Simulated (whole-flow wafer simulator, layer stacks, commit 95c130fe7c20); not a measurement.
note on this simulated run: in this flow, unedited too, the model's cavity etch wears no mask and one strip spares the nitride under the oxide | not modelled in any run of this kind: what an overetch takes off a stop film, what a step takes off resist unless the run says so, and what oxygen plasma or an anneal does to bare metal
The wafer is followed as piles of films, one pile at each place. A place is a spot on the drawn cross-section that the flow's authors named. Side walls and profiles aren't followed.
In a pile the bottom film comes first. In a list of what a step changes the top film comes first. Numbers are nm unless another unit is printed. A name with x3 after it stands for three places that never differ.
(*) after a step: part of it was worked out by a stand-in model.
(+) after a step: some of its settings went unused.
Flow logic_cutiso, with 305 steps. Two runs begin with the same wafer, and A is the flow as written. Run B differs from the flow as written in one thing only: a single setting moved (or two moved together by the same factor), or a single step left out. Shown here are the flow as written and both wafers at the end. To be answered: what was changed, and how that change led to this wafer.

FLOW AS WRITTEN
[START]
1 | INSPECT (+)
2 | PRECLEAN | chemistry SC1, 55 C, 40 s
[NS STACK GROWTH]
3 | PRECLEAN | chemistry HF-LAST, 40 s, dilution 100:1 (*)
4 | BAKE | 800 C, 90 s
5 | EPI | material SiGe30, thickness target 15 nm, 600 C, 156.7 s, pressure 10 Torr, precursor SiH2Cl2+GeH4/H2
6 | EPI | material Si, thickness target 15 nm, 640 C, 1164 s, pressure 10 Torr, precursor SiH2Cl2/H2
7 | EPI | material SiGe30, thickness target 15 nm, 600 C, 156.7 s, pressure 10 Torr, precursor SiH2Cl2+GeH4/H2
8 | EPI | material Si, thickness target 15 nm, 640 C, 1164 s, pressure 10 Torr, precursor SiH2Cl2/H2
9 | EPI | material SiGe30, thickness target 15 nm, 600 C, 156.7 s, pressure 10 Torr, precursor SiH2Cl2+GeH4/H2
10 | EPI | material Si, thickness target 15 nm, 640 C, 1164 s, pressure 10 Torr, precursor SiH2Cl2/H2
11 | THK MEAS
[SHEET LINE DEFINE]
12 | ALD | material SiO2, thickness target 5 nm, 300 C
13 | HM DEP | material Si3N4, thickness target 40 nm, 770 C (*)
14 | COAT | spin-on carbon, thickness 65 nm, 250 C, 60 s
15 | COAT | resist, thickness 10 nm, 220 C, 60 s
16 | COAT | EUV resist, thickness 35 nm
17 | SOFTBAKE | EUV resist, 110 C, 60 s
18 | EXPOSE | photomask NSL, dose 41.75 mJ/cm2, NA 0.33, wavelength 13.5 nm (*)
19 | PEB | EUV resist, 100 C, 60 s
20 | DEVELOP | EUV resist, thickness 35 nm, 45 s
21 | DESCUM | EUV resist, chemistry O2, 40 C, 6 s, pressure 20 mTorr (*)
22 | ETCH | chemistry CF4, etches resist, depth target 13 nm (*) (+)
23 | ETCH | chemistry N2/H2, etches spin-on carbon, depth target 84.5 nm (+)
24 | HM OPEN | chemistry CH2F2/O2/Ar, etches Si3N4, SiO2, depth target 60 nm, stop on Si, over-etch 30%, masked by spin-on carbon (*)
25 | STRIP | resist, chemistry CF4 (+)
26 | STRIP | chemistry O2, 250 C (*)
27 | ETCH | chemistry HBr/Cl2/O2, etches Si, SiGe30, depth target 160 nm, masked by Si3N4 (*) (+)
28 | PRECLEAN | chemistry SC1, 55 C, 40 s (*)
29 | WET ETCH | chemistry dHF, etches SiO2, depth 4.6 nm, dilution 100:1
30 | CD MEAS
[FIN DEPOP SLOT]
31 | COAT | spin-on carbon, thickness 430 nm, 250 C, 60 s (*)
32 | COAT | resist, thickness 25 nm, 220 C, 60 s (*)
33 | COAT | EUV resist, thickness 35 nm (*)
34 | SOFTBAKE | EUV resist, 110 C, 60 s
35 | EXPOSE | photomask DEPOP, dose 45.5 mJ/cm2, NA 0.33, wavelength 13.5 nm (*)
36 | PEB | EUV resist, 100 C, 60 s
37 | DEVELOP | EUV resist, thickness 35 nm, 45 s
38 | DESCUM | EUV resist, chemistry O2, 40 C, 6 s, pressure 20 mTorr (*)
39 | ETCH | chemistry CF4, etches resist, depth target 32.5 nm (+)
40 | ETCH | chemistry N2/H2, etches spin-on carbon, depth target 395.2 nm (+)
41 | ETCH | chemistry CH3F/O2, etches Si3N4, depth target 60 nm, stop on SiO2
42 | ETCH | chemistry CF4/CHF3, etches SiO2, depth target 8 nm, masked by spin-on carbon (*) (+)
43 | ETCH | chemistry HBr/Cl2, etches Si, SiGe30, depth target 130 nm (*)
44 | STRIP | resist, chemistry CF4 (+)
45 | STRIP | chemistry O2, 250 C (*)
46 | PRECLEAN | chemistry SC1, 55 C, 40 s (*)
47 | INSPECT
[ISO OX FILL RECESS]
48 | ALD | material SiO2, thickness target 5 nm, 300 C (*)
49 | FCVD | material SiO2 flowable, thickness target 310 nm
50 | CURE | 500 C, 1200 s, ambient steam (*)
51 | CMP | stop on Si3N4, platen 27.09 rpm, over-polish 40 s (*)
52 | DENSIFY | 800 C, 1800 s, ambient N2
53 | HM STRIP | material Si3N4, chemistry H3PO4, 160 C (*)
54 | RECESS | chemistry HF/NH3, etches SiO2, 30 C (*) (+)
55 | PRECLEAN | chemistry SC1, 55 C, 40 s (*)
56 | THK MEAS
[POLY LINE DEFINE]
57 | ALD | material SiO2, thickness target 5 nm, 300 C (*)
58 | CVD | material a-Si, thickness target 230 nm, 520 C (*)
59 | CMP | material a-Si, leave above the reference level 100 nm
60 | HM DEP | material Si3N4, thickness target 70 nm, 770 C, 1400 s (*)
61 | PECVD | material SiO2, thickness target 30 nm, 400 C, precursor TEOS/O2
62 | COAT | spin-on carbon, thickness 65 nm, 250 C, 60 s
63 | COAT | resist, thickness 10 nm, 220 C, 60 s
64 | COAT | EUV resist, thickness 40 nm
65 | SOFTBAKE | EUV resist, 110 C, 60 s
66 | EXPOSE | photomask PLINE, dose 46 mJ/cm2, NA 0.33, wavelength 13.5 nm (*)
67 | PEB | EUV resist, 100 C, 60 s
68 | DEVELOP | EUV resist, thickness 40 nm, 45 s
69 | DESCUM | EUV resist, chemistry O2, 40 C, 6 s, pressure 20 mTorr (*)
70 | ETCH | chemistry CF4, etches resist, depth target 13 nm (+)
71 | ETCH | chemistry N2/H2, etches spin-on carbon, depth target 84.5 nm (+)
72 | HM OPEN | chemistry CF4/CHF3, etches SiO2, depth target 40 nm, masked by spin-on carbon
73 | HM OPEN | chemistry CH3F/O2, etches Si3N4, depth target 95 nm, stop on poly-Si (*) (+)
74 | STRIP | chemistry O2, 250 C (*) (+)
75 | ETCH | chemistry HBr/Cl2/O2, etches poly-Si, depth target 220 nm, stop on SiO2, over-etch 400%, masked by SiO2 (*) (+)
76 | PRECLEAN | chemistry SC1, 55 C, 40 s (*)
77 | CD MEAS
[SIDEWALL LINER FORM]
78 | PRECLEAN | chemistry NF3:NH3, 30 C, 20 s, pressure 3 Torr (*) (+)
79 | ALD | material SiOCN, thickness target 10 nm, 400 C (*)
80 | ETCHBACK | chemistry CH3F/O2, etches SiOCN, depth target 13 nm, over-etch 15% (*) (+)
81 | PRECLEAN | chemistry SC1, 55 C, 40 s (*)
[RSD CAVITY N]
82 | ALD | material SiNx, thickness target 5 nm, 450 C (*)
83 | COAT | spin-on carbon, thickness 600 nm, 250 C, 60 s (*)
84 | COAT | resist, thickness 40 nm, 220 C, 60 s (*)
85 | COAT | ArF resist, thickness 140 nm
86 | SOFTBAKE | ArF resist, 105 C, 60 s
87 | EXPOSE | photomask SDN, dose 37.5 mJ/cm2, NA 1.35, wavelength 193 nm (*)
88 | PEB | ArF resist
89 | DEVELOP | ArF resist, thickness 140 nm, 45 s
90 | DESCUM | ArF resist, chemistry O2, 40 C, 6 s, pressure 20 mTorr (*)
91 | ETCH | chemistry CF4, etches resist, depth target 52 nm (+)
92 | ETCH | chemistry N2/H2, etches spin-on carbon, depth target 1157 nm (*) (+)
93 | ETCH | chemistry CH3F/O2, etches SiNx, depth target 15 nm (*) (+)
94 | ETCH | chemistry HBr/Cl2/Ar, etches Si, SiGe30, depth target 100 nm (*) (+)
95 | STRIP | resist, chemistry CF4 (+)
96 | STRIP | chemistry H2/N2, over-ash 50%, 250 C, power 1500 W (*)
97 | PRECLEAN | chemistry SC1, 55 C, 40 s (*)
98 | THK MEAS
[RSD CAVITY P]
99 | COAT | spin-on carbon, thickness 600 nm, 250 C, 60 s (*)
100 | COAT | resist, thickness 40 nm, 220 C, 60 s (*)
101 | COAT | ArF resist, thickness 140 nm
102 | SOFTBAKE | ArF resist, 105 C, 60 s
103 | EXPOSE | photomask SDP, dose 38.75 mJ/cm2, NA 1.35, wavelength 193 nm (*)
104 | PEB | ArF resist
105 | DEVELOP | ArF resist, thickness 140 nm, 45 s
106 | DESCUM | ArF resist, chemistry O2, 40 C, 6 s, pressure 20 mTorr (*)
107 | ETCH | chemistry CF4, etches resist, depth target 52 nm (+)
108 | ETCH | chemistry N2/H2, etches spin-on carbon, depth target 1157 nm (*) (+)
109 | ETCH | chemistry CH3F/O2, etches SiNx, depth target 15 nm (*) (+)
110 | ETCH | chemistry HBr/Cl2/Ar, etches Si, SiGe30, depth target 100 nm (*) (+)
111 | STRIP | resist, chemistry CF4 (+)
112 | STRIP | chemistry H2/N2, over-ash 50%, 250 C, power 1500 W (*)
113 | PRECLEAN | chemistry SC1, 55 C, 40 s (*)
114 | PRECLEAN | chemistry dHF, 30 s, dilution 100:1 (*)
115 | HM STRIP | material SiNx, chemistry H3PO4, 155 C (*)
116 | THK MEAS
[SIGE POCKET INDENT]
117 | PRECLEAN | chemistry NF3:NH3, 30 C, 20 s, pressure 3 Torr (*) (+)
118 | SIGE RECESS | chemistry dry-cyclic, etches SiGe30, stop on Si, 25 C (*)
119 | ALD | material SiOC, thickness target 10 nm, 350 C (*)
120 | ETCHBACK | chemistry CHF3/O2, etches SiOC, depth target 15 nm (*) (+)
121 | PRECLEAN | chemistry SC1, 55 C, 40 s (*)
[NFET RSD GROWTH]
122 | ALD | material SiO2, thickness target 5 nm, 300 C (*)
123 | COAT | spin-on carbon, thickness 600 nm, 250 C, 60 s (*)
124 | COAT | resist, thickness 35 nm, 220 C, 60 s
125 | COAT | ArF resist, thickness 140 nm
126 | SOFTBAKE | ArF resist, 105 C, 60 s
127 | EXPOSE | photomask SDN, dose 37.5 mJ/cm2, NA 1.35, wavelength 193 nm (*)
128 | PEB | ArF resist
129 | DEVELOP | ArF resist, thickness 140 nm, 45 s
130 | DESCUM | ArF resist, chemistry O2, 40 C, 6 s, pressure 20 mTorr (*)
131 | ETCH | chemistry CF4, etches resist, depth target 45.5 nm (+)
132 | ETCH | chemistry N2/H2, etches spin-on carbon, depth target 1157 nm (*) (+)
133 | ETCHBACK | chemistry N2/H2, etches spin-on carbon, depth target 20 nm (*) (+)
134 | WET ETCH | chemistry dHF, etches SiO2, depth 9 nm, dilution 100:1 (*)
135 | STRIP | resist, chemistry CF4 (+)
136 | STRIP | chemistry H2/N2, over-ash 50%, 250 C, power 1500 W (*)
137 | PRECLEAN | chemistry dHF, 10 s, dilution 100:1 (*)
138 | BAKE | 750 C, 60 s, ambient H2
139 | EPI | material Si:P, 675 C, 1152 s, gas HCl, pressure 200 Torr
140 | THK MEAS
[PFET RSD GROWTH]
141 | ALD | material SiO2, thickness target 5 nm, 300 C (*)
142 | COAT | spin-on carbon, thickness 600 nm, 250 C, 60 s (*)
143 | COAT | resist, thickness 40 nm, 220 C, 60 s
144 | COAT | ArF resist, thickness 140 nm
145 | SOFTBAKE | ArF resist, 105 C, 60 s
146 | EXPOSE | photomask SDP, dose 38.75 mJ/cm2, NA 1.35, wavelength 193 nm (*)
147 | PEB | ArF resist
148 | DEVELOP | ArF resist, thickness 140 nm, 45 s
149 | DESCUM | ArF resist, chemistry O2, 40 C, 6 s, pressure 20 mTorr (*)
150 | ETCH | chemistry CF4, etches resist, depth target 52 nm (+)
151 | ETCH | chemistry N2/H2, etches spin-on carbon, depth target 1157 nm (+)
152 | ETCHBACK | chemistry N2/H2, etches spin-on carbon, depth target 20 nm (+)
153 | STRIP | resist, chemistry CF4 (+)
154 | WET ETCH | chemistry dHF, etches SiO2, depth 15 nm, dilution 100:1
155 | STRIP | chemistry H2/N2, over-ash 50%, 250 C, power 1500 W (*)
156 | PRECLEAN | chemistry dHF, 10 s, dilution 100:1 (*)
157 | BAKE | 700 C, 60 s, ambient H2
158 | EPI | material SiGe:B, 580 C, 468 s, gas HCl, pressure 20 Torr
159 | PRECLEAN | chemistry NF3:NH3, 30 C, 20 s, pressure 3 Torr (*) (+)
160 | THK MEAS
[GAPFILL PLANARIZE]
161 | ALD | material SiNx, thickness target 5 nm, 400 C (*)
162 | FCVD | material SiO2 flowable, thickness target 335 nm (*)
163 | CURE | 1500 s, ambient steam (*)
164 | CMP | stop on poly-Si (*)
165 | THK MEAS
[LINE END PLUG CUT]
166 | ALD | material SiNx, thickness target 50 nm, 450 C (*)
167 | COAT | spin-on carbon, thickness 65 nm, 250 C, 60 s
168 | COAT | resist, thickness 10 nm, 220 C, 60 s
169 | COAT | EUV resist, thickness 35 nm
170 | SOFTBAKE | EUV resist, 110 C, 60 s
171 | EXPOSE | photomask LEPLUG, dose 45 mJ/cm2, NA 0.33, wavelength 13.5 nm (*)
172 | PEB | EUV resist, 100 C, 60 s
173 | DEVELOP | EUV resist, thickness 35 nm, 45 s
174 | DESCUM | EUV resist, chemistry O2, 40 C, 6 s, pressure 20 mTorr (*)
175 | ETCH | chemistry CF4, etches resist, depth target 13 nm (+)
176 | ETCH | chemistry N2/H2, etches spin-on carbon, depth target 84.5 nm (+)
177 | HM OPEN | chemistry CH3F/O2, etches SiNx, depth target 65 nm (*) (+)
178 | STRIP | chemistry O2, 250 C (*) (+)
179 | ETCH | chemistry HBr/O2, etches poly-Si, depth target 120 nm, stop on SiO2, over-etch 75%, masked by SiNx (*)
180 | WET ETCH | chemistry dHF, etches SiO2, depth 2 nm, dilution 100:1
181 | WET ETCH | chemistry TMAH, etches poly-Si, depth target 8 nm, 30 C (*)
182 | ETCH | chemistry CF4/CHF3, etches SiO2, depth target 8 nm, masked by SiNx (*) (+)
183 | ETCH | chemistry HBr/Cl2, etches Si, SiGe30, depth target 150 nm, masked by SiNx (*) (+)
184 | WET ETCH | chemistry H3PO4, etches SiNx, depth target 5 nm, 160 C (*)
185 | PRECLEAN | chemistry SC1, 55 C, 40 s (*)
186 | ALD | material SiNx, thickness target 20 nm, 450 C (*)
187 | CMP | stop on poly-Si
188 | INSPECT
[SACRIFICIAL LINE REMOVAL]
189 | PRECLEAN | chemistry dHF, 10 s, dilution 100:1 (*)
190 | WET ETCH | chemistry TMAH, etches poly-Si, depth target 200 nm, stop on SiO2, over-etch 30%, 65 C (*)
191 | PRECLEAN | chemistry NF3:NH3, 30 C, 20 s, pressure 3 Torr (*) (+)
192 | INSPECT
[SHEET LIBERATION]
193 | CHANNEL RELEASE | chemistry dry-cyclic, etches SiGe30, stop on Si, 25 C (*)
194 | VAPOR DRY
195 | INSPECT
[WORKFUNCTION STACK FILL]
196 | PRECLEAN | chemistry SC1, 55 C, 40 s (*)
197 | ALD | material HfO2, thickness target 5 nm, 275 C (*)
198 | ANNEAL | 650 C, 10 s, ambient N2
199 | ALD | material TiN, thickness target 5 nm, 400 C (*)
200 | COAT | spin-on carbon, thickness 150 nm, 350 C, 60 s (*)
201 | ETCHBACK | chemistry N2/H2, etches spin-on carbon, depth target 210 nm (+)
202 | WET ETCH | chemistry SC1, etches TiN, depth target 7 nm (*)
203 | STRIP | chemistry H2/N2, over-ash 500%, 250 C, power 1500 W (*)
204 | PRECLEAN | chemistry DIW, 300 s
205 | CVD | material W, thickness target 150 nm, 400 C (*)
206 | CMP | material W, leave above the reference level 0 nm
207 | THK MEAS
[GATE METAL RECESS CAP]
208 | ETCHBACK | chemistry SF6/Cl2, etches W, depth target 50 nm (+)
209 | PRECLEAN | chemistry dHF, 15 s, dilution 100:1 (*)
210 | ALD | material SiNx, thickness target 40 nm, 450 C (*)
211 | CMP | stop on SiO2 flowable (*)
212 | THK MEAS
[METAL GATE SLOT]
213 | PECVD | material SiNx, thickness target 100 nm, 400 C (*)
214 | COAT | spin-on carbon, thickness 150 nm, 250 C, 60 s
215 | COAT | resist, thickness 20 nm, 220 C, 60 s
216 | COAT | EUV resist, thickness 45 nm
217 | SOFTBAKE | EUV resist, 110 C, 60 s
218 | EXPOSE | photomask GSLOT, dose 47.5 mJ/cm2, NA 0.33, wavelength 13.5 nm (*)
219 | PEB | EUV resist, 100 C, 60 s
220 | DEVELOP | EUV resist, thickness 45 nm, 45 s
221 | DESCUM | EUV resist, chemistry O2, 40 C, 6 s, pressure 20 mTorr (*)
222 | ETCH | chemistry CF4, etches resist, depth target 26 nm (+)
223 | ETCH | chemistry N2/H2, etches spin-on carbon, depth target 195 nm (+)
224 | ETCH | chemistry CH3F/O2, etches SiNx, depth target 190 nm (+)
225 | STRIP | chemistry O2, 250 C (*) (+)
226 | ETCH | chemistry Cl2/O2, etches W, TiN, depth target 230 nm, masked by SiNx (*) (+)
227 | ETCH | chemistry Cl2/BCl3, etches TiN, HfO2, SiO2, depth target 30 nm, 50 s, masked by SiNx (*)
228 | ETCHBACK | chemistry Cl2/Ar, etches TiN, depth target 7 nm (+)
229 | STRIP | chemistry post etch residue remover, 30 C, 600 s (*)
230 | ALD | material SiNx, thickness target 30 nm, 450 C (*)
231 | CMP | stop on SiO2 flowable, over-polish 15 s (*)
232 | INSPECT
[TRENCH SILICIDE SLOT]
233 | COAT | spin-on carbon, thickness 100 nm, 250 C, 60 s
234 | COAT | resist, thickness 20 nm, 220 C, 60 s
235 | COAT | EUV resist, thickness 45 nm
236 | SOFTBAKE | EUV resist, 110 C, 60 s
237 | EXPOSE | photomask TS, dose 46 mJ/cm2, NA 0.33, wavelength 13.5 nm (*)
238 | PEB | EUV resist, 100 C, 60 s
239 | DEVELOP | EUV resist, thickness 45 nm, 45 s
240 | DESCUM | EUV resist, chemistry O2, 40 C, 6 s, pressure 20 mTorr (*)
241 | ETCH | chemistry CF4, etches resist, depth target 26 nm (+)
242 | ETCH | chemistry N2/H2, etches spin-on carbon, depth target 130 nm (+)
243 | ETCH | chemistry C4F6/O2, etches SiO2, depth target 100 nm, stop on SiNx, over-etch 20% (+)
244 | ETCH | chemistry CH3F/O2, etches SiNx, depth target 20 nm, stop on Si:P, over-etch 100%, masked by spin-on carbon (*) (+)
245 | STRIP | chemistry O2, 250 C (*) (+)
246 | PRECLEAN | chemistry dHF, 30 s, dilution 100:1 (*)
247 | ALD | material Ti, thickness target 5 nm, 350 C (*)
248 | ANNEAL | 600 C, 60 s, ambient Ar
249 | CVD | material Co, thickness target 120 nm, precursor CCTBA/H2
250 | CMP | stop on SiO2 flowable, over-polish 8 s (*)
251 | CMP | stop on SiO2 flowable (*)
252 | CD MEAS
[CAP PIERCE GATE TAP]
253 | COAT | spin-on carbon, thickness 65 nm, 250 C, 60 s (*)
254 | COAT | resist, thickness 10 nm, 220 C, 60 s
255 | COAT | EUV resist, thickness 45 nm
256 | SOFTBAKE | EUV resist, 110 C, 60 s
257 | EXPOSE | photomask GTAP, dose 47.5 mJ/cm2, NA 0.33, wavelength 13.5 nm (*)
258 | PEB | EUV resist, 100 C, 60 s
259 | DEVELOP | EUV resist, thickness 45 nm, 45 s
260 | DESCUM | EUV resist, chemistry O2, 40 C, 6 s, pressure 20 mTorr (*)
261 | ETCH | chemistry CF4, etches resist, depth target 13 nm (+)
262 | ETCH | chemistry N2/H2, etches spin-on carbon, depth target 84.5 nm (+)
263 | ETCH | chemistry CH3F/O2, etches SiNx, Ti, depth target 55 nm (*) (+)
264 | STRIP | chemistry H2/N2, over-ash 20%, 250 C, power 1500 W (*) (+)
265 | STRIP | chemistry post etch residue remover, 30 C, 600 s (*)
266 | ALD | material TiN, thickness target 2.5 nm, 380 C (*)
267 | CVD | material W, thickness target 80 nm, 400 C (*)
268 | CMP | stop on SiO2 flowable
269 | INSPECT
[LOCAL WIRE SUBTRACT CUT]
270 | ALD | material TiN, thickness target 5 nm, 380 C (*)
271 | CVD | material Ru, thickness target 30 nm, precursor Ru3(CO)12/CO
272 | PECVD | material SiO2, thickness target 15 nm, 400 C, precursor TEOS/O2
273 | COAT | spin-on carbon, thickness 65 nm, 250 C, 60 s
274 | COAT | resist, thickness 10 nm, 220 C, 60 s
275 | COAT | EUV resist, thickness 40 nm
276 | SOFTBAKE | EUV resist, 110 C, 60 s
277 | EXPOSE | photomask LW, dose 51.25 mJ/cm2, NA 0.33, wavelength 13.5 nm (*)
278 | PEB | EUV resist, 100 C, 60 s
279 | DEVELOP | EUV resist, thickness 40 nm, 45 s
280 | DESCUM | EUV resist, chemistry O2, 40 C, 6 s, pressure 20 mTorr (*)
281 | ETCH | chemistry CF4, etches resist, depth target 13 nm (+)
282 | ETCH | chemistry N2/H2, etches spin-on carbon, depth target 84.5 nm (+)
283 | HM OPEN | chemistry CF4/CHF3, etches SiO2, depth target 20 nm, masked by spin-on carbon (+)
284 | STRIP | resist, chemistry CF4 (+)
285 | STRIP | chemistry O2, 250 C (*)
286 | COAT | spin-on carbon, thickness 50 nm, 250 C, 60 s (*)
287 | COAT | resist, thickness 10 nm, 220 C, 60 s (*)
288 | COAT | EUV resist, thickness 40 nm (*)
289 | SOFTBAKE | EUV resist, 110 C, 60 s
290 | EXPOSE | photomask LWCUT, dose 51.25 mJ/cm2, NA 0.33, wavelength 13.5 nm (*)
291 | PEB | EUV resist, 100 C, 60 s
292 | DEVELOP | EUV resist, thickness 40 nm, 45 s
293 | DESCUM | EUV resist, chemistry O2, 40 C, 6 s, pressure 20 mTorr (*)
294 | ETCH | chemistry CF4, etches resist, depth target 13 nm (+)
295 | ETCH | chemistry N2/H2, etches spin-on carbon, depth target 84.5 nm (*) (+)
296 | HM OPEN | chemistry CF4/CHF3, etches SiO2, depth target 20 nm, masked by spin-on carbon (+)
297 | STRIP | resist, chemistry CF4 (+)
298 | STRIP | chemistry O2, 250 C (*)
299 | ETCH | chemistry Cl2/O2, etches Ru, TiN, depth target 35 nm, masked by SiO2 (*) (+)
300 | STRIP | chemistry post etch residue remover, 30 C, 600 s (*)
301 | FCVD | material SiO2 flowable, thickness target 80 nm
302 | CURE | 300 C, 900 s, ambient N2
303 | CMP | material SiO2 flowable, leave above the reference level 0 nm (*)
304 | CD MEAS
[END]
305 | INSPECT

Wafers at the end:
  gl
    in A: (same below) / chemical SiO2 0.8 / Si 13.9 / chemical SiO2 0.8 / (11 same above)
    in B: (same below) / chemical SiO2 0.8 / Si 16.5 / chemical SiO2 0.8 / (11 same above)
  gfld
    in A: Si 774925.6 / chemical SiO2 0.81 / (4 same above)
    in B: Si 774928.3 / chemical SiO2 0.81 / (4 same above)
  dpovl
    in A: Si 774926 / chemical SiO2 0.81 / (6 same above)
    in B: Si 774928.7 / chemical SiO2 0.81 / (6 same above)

The reason: step 8, EPI: thickness target 17.6 nm was run, while the flow as written has thickness target 15 nm; step 8, EPI: 1368 s was run, where the flow has 1164 s.

How this came from the change, step by step:
  8 | EPI | material Si, thickness target 15 nm, 640 C, 1164 s, pressure 10 Torr, precursor SiH2Cl2/H2
      depop, dpovl, gfld and 19 more: A +15 Si (new film) | B +17.6 Si (new film)
  27 | ETCH | chemistry HBr/Cl2/O2, etches Si, SiGe30, depth target 160 nm, masked by Si3N4 (*) (+)
      gfld, gxf, iso, lnri: A -0.79 chemical SiO2 (all of it), -11.4 Si (all of it), -15 SiGe30 (all of it), -15 Si (all of it), -15 SiGe30 (all of it), -15 Si (all of it), -15 SiGe30 (all of it), -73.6 Si | B -0.79 chemical SiO2 (all of it), -11.4 Si (all of it), -15 SiGe30 (all of it), -17.6 Si (all of it), -15 SiGe30 (all of it), -15 Si (all of it), -15 SiGe30 (all of it), -71 Si
      dpovl, nsgap: A -0.79 chemical SiO2 (all of it), -11.8 Si (all of it), -15 SiGe30 (all of it), -15 Si (all of it), -15 SiGe30 (all of it), -15 Si (all of it), -15 SiGe30 (all of it), -73.2 Si | B -0.79 chemical SiO2 (all of it), -11.8 Si (all of it), -15 SiGe30 (all of it), -17.6 Si (all of it), -15 SiGe30 (all of it), -15 Si (all of it), -15 SiGe30 (all of it), -70.6 Si
      (and at 1 other place as well)
  43 | ETCH | chemistry HBr/Cl2, etches Si, SiGe30, depth target 130 nm (*)
      depop: A -14 Si (all of it), -15 SiGe30 (all of it), -15 Si (all of it), -15 SiGe30 (all of it), -15 Si (all of it), -15 SiGe30 (all of it), -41 Si | B -14 Si (all of it), -15 SiGe30 (all of it), -17.6 Si (all of it), -15 SiGe30 (all of it), -15 Si (all of it), -15 SiGe30 (all of it), -38.3 Si
  94 | ETCH | chemistry HBr/Cl2/Ar, etches Si, SiGe30, depth target 100 nm (*) (+)
      rsdn, rsdx: A -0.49 chemical SiO2 (all of it), -12.8 Si (all of it), -15 SiGe30 (all of it), -15 Si (all of it), -15 SiGe30 (all of it), -15 Si (all of it), -15 SiGe30 (all of it), -12.2 Si | B -0.49 chemical SiO2 (all of it), -12.8 Si (all of it), -15 SiGe30 (all of it), -17.6 Si (all of it), -15 SiGe30 (all of it), -15 Si (all of it), -15 SiGe30 (all of it), -9.54 Si
  110 | ETCH | chemistry HBr/Cl2/Ar, etches Si, SiGe30, depth target 100 nm (*) (+)
      rsdp, rsdw: A -0.49 chemical SiO2 (all of it), -12.8 Si (all of it), -15 SiGe30 (all of it), -15 Si (all of it), -15 SiGe30 (all of it), -15 Si (all of it), -15 SiGe30 (all of it), -12.2 Si | B -0.49 chemical SiO2 (all of it), -12.8 Si (all of it), -15 SiGe30 (all of it), -17.6 Si (all of it), -15 SiGe30 (all of it), -15 Si (all of it), -15 SiGe30 (all of it), -9.54 Si
  183 | ETCH | chemistry HBr/Cl2, etches Si, SiGe30, depth target 150 nm, masked by SiNx (*) (+)
      plug: A -13.6 Si (all of it), -15 SiGe30 (all of it), -15 Si (all of it), -15 SiGe30 (all of it), -15 Si (all of it), -15 SiGe30 (all of it), -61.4 Si | B -13.6 Si (all of it), -15 SiGe30 (all of it), -17.6 Si (all of it), -15 SiGe30 (all of it), -15 Si (all of it), -15 SiGe30 (all of it), -58.8 Si
